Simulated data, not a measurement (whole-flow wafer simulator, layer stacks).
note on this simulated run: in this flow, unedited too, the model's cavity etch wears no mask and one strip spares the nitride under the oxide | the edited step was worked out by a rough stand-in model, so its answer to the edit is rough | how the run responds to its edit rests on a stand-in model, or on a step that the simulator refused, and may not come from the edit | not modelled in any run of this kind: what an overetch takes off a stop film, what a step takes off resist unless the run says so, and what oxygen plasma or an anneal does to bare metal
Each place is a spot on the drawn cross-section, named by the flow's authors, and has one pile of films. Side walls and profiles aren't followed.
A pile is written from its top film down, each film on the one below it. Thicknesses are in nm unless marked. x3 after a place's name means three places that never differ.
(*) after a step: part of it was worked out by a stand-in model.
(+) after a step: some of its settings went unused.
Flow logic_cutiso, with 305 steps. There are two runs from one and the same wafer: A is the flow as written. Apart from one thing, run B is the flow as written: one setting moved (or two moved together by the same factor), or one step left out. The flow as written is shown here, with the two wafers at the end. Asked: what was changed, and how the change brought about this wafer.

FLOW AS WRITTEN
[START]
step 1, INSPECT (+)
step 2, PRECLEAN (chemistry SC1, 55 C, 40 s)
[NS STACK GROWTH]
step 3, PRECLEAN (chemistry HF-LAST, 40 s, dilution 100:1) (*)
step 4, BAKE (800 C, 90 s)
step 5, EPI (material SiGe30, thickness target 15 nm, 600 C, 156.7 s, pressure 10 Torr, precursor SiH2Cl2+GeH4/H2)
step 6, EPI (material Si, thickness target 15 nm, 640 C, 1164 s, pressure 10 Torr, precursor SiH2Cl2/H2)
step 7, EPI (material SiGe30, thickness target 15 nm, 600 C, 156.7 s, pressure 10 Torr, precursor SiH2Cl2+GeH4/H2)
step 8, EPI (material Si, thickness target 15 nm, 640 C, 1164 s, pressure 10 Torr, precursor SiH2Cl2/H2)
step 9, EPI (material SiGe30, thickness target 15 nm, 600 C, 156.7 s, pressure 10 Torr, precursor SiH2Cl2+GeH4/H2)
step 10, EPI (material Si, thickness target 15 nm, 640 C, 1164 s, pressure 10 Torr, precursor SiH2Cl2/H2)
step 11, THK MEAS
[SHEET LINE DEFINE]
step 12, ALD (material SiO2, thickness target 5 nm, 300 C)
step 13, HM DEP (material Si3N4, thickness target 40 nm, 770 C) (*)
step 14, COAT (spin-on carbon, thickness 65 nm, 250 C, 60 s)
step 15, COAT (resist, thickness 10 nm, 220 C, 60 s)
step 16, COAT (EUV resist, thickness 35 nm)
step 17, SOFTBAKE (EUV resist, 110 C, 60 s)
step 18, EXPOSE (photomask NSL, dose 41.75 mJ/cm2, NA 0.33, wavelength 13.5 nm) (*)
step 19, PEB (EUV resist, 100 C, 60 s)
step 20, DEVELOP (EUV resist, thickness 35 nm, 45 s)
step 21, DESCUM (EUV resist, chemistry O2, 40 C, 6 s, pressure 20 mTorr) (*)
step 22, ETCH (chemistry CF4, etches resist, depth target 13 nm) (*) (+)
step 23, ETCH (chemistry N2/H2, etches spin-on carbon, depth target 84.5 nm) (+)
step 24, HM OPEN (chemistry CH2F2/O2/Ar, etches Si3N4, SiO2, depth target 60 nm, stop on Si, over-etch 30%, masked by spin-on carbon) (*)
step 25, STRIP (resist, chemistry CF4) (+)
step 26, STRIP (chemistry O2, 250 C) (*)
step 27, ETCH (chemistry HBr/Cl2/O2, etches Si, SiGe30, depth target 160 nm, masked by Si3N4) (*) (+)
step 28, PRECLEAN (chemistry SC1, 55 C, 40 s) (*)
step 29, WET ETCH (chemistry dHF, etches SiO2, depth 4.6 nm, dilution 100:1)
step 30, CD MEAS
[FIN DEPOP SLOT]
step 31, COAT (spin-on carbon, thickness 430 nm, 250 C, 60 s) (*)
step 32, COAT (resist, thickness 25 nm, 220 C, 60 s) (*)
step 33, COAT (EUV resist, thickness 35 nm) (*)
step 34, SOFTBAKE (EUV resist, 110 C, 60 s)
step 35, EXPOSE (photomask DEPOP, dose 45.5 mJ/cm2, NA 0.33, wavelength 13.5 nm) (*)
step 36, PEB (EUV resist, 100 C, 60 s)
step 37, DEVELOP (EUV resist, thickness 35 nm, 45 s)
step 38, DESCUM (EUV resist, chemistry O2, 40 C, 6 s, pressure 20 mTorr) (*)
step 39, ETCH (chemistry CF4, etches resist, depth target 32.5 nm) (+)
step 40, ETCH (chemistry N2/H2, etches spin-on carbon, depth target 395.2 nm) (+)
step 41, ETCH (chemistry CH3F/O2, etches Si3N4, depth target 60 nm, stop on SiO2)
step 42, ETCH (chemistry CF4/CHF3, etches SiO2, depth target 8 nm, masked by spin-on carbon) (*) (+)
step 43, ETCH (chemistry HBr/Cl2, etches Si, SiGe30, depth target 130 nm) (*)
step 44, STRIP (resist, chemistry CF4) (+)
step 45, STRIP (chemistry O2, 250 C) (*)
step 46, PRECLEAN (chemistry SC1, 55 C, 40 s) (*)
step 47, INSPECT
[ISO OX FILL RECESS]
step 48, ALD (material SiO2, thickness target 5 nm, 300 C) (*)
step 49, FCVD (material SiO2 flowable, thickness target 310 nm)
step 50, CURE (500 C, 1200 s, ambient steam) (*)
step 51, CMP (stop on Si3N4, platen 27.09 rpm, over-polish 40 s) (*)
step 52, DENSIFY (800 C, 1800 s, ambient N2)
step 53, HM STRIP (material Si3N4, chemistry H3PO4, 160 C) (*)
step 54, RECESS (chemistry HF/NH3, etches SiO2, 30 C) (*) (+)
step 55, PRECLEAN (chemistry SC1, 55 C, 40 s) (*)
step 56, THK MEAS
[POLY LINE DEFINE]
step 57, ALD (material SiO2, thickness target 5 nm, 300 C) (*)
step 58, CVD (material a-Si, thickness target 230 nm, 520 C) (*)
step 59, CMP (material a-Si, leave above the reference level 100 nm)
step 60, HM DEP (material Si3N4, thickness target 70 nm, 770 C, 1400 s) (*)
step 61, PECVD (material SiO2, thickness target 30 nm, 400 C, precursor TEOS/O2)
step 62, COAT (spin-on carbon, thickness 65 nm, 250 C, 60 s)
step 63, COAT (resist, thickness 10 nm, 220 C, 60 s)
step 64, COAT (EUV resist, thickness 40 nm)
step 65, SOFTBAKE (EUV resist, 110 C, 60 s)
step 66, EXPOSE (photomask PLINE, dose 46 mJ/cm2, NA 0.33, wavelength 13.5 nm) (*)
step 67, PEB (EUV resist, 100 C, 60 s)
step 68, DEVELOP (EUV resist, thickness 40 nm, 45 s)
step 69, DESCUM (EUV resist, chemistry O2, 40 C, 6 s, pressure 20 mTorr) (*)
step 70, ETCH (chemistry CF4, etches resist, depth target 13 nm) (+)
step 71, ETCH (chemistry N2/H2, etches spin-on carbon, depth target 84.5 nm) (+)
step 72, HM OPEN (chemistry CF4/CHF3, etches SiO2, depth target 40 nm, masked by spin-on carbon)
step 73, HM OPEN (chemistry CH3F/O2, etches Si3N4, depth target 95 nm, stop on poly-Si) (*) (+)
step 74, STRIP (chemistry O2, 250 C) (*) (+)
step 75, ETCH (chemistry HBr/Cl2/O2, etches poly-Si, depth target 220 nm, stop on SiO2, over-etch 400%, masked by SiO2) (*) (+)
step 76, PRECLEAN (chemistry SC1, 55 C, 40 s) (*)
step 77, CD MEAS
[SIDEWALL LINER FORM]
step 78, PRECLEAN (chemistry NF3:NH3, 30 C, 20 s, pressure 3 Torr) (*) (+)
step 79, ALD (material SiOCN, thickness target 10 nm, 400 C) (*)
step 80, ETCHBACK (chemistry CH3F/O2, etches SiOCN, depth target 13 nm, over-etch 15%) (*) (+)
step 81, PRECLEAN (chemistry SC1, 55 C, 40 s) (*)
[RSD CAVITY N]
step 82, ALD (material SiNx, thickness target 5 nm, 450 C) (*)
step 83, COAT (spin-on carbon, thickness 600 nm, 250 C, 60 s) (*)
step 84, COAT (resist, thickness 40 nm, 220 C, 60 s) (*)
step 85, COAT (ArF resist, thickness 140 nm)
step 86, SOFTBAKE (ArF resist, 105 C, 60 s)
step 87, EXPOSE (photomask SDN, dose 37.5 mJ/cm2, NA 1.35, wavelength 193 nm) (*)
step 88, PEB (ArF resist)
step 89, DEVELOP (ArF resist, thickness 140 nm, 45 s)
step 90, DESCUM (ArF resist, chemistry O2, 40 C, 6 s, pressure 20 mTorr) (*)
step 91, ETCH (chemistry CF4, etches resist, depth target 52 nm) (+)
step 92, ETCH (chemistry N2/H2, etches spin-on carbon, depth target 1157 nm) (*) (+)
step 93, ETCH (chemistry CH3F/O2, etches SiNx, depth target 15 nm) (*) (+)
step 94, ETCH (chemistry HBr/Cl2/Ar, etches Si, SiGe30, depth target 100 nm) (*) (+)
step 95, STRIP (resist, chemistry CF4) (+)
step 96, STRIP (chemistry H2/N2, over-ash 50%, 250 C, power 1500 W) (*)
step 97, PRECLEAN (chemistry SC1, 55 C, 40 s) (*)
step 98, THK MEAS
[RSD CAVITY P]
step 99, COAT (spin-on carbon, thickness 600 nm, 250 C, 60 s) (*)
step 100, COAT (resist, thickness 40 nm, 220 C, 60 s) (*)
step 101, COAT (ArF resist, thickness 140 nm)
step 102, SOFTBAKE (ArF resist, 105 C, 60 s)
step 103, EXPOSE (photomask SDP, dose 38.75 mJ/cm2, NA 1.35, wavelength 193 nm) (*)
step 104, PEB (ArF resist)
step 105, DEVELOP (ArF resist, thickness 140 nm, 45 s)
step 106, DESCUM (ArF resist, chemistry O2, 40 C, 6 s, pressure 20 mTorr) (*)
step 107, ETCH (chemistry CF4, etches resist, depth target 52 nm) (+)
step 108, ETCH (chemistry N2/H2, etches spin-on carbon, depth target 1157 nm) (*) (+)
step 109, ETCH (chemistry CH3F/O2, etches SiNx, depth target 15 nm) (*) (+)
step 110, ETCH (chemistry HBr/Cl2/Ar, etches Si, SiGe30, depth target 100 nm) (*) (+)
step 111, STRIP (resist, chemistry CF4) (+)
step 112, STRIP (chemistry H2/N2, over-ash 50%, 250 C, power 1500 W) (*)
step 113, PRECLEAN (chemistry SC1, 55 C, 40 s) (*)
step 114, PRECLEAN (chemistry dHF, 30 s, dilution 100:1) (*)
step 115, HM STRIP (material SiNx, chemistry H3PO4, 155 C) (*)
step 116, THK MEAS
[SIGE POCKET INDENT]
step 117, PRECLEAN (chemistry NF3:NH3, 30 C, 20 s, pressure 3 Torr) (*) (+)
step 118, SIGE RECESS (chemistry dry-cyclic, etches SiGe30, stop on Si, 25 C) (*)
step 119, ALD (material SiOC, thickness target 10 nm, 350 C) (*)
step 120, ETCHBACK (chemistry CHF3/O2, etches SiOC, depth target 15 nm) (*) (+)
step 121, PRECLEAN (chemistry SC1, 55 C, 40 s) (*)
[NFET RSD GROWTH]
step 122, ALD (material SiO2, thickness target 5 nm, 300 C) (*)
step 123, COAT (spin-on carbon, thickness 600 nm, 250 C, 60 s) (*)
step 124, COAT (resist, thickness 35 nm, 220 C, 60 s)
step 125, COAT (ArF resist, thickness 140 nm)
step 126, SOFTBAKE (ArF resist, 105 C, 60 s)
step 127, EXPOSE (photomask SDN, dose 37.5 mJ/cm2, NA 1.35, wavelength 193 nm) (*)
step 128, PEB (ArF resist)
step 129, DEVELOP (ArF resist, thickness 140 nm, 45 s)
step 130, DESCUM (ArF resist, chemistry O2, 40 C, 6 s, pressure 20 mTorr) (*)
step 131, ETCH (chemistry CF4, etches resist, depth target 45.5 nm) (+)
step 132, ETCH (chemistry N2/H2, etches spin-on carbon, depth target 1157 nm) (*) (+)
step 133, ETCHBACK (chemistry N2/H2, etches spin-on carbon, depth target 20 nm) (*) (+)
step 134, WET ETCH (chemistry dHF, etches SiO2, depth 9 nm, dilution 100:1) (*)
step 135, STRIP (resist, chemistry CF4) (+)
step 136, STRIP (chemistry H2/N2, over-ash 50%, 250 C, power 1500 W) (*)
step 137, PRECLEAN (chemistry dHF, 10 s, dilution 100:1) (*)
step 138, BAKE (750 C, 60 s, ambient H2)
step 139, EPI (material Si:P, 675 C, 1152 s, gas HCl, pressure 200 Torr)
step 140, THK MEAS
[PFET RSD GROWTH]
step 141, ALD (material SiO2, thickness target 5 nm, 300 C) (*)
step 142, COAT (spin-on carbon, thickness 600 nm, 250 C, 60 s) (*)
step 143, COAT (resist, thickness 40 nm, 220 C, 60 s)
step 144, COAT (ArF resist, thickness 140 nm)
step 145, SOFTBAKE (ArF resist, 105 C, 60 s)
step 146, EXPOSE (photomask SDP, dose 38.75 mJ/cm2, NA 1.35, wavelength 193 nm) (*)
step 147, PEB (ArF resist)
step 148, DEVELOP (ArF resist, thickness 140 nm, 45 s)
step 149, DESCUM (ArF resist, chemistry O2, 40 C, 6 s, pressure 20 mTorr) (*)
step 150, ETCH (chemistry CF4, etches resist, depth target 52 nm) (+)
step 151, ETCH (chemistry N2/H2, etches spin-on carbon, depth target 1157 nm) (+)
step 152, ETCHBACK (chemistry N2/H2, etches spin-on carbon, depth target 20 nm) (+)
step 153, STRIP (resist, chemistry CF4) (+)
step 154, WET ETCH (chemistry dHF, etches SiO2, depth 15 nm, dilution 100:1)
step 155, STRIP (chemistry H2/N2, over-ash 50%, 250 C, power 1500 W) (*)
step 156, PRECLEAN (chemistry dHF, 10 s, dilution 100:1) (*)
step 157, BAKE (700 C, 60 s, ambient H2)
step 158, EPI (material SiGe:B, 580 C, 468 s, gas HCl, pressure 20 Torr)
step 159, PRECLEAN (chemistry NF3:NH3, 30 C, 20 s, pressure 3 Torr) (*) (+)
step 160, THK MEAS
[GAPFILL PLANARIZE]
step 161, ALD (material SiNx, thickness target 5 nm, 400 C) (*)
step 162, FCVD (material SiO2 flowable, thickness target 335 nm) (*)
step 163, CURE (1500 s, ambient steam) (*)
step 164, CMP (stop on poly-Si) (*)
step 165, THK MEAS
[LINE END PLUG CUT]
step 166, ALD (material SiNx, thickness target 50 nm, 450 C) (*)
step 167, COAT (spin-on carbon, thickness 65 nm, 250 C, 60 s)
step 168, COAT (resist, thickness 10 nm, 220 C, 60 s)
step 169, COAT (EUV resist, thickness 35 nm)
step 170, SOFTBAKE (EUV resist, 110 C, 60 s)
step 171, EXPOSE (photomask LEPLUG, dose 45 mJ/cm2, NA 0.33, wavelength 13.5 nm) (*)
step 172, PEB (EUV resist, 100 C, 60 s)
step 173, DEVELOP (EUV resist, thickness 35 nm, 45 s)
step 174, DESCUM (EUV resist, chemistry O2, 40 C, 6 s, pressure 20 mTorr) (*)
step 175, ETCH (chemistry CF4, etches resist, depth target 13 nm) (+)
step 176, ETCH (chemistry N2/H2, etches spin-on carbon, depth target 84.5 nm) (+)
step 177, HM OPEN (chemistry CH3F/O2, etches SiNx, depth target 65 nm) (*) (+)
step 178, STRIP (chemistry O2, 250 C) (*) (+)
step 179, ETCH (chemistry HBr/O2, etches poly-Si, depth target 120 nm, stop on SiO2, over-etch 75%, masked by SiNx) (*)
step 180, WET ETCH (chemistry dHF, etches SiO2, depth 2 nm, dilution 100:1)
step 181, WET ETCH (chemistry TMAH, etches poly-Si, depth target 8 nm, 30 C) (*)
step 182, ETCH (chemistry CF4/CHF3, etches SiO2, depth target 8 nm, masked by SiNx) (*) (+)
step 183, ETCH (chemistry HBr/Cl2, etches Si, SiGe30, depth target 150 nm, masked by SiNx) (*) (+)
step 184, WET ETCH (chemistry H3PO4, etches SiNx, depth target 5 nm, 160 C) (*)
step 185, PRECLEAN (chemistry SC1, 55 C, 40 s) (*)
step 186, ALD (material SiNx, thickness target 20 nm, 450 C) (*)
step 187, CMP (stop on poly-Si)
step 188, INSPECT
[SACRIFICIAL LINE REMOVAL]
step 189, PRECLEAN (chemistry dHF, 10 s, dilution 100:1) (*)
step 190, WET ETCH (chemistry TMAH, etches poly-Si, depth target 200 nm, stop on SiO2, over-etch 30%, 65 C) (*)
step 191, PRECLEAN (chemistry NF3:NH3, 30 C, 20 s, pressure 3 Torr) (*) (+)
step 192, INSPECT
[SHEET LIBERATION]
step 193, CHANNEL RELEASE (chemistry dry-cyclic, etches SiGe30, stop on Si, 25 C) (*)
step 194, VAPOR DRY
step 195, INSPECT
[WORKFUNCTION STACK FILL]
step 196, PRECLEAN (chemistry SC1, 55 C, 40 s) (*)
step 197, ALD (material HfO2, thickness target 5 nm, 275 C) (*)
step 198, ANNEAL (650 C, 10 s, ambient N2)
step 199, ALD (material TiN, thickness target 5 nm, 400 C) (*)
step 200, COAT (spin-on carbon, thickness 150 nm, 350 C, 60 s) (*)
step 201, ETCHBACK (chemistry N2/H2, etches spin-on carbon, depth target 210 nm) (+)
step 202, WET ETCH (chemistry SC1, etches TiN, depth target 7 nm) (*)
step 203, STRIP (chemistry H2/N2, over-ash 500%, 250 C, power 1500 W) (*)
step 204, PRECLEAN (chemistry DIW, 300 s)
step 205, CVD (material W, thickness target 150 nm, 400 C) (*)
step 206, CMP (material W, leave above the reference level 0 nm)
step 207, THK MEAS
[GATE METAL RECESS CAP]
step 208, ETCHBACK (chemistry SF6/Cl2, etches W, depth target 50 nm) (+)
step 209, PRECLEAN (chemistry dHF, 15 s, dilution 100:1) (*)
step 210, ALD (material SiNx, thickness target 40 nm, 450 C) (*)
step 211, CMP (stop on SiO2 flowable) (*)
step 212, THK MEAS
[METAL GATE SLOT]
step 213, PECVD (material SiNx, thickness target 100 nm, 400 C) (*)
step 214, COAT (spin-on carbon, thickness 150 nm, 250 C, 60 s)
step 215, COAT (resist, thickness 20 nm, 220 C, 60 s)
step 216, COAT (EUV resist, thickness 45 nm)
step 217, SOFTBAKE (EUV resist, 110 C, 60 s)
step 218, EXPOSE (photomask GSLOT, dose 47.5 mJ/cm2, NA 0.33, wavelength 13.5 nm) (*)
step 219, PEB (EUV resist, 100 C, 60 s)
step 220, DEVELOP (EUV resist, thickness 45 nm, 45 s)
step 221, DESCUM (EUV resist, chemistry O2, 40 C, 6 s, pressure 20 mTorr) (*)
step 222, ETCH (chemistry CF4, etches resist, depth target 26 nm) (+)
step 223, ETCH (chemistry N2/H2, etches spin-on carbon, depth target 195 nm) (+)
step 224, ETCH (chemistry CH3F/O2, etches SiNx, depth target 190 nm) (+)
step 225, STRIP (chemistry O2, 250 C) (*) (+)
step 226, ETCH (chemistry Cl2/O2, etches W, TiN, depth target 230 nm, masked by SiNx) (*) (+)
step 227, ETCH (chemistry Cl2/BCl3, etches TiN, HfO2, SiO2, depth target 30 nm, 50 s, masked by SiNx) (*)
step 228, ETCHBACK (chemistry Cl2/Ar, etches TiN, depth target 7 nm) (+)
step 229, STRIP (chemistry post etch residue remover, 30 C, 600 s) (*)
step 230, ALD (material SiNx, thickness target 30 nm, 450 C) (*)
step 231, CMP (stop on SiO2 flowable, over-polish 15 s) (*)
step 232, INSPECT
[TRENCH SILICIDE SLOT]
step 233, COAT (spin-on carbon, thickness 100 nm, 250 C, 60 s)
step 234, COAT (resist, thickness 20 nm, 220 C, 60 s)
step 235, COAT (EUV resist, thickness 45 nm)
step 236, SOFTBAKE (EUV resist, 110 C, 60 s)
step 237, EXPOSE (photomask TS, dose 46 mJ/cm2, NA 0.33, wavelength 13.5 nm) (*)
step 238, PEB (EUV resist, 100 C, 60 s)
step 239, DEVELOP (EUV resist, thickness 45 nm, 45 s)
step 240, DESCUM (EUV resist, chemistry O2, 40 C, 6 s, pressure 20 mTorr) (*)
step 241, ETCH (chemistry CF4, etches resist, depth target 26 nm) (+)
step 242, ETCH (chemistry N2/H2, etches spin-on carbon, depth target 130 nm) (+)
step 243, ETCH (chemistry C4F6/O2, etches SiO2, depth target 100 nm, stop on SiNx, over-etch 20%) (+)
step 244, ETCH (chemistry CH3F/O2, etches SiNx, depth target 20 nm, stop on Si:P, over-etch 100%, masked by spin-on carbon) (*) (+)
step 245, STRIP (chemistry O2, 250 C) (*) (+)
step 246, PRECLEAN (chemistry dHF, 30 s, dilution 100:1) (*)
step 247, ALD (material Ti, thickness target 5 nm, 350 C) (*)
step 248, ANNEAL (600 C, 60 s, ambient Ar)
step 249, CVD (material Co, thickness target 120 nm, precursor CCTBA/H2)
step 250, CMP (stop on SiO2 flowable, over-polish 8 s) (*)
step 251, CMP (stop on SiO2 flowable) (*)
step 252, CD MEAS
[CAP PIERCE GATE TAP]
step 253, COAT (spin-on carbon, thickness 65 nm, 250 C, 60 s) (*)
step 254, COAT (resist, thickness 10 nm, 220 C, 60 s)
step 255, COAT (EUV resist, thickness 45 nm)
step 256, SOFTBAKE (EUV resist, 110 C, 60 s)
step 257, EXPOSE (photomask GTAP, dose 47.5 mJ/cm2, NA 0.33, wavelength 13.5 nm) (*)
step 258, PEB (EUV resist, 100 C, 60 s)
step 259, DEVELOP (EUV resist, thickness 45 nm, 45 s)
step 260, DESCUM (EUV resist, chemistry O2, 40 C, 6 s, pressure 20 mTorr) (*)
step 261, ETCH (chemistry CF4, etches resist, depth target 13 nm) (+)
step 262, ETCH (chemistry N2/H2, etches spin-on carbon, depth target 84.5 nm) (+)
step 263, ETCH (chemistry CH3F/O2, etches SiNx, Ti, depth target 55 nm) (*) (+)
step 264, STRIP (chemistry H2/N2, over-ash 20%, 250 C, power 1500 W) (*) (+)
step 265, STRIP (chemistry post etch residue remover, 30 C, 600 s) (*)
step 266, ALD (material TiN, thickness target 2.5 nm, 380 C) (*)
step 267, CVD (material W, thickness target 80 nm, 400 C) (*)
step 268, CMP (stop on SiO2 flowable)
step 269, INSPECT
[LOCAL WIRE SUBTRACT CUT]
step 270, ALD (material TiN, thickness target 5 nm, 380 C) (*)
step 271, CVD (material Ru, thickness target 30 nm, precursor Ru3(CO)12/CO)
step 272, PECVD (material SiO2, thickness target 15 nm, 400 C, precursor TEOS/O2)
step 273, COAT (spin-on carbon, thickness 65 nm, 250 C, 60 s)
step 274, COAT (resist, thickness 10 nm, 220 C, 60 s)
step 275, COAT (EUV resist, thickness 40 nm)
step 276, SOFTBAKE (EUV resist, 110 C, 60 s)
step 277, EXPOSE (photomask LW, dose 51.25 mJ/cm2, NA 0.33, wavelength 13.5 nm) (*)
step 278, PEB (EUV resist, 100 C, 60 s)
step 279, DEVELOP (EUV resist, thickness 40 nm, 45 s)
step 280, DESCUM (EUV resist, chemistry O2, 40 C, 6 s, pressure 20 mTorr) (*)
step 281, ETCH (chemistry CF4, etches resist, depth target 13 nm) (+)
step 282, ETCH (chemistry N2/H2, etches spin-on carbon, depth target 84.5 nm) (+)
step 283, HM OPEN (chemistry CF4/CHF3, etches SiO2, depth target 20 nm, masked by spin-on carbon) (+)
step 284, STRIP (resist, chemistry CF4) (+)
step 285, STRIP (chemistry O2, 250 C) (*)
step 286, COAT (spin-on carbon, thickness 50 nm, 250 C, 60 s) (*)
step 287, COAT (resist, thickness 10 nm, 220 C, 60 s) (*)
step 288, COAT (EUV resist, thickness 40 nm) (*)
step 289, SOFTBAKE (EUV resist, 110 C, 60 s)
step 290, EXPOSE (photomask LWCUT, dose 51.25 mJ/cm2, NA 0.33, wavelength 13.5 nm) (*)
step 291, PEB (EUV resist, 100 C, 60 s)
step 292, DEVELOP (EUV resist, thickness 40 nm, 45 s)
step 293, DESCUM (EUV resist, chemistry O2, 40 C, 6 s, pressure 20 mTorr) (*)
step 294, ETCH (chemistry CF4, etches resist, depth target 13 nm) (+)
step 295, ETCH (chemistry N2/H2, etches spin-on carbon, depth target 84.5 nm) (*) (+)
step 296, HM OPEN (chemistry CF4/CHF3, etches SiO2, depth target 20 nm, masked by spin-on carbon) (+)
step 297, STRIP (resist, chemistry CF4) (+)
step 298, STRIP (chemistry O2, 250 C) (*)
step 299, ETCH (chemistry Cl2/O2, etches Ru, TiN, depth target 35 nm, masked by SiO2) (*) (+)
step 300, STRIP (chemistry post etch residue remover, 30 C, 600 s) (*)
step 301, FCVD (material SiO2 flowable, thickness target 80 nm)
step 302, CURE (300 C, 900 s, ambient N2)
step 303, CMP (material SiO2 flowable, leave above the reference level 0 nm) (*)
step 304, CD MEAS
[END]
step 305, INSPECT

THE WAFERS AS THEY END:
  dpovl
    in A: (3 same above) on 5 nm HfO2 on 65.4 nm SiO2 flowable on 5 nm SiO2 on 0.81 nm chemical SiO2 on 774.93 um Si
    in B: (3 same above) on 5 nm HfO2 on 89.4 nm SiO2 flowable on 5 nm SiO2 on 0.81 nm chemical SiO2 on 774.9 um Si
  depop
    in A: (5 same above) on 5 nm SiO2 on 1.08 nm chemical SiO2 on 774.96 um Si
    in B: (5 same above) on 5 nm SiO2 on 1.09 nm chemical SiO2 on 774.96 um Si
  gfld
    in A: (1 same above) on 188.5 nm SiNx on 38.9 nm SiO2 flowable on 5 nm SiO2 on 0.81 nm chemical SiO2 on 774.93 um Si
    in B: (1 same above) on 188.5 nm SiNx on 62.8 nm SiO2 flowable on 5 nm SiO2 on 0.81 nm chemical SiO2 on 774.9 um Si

Cause: step 27, ETCH: depth target 184 nm was run, whereas the flow has depth target 160 nm.

How this came from the change, step by step:
  step 27, ETCH (chemistry HBr/Cl2/O2, etches Si, SiGe30, depth target 160 nm, masked by Si3N4) (*) (+)
      depop, gl, glp and 12 more: A Si3N4 loses 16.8 | B Si3N4 loses 19
      gfld, gxf, iso, lnri: A chemical SiO2 loses 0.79 (all of it), Si loses 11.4 (all of it), SiGe30 loses 15 (all of it), Si loses 15 (all of it), SiGe30 loses 15 (all of it), Si loses 15 (all of it), SiGe30 loses 15 (all of it), Si loses 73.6 | B chemical SiO2 loses 0.79 (all of it), Si loses 11.4 (all of it), SiGe30 loses 15 (all of it), Si loses 15 (all of it), SiGe30 loses 15 (all of it), Si loses 15 (all of it), SiGe30 loses 15 (all of it), Si loses 97.6
      (also at 3 further places)
  step 31, COAT (spin-on carbon, thickness 430 nm, 250 C, 60 s) (*)
      gfld, lnri: A spin-on carbon gains 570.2 (new film) | B spin-on carbon gains 586.1 (new film)
      depop: A spin-on carbon gains 312 (new film) | B spin-on carbon gains 298.6 (new film)
      (also at 3 further places)
  step 40, ETCH (chemistry N2/H2, etches spin-on carbon, depth target 395.2 nm) (+)
      depop: A spin-on carbon loses 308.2 (all of it), Si3N4 loses 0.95 | B spin-on carbon loses 294.8 (all of it), Si3N4 loses 1.09
  step 41, ETCH (chemistry CH3F/O2, etches Si3N4, depth target 60 nm, stop on SiO2)
      depop: A Si3N4 loses 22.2 (all of it), SiO2 loses 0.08 | B Si3N4 loses 19.9 (all of it), SiO2 loses 0.08
      dpovl: A spin-on carbon loses 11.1 | B spin-on carbon loses 9.95
  step 42, ETCH (chemistry CF4/CHF3, etches SiO2, depth target 8 nm, masked by spin-on carbon) (*) (+)
      gxf: A resist loses 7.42 (all of it) | B resist loses 7.38
      gxn: A resist loses 7.31 (all of it) | B resist loses 7.38
      (also at 4 further places)
  step 43, ETCH (chemistry HBr/Cl2, etches Si, SiGe30, depth target 130 nm) (*)
      gxf: A spin-on carbon loses 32 | B resist loses 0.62 (all of it), spin-on carbon loses 31.1
      gxn: A spin-on carbon loses 32 | B resist loses 0.49 (all of it), spin-on carbon loses 31.3
      (also at 4 further places)
  step 45, STRIP (chemistry O2, 250 C) (*)
      gfld, lnri: A chemical SiO2 gains 0.82 (new film), spin-on carbon loses 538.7 (all of it), Si loses 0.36 | B chemical SiO2 gains 0.82 (new film), spin-on carbon loses 555.5 (all of it), Si loses 0.36
      dpovl: A chemical SiO2 gains 0.82 (new film), spin-on carbon loses 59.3 (all of it), Si loses 0.36 | B chemical SiO2 gains 0.82 (new film), spin-on carbon loses 68.8 (all of it), Si loses 0.36
      (also at 3 further places)
  step 49, FCVD (material SiO2 flowable, thickness target 310 nm)
      gl, glp, gxn and 10 more: A SiO2 flowable gains 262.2 (new film) | B SiO2 flowable gains 256.8 (new film)
      gfld, gxf, iso, lnri: A SiO2 flowable gains 453.9 (new film) | B SiO2 flowable gains 470.2 (new film)
      (also at 5 further places)
  step 51, CMP (stop on Si3N4, platen 27.09 rpm, over-polish 40 s) (*)
      lnrt, rsdn, tap: A SiO2 flowable loses 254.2 (all of it), SiO2 loses 5 (all of it), Si3N4 loses 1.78 | B SiO2 flowable loses 248.9 (all of it), SiO2 loses 5 (all of it), Si3N4 loses 1.78
      glp, lnrp: A SiO2 flowable loses 253.9 (all of it), SiO2 loses 5 (all of it), Si3N4 loses 1.78 | B SiO2 flowable loses 248.6 (all of it), SiO2 loses 5 (all of it), Si3N4 loses 1.78
      (also at 17 further places)
  step 52, DENSIFY (800 C, 1800 s, ambient N2)
      gfld, gxf, iso, lnri: A SiO2 flowable loses 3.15 | B SiO2 flowable loses 3.67
  step 53, HM STRIP (material Si3N4, chemistry H3PO4, 160 C) (*)
      gl, glp, gxn and 11 more: A Si3N4 loses 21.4 (all of it), SiO2 loses 0.36 | B Si3N4 loses 19.2 (all of it), SiO2 loses 0.33
  step 54, RECESS (chemistry HF/NH3, etches SiO2, 30 C) (*) (+)
      gfld, gxf, iso, lnri: A SiO2 flowable loses 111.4 | B SiO2 flowable loses 108.9
      dpovl: A SiO2 flowable loses 111.5 | B SiO2 flowable loses 109.2
      (also at 1 further place)
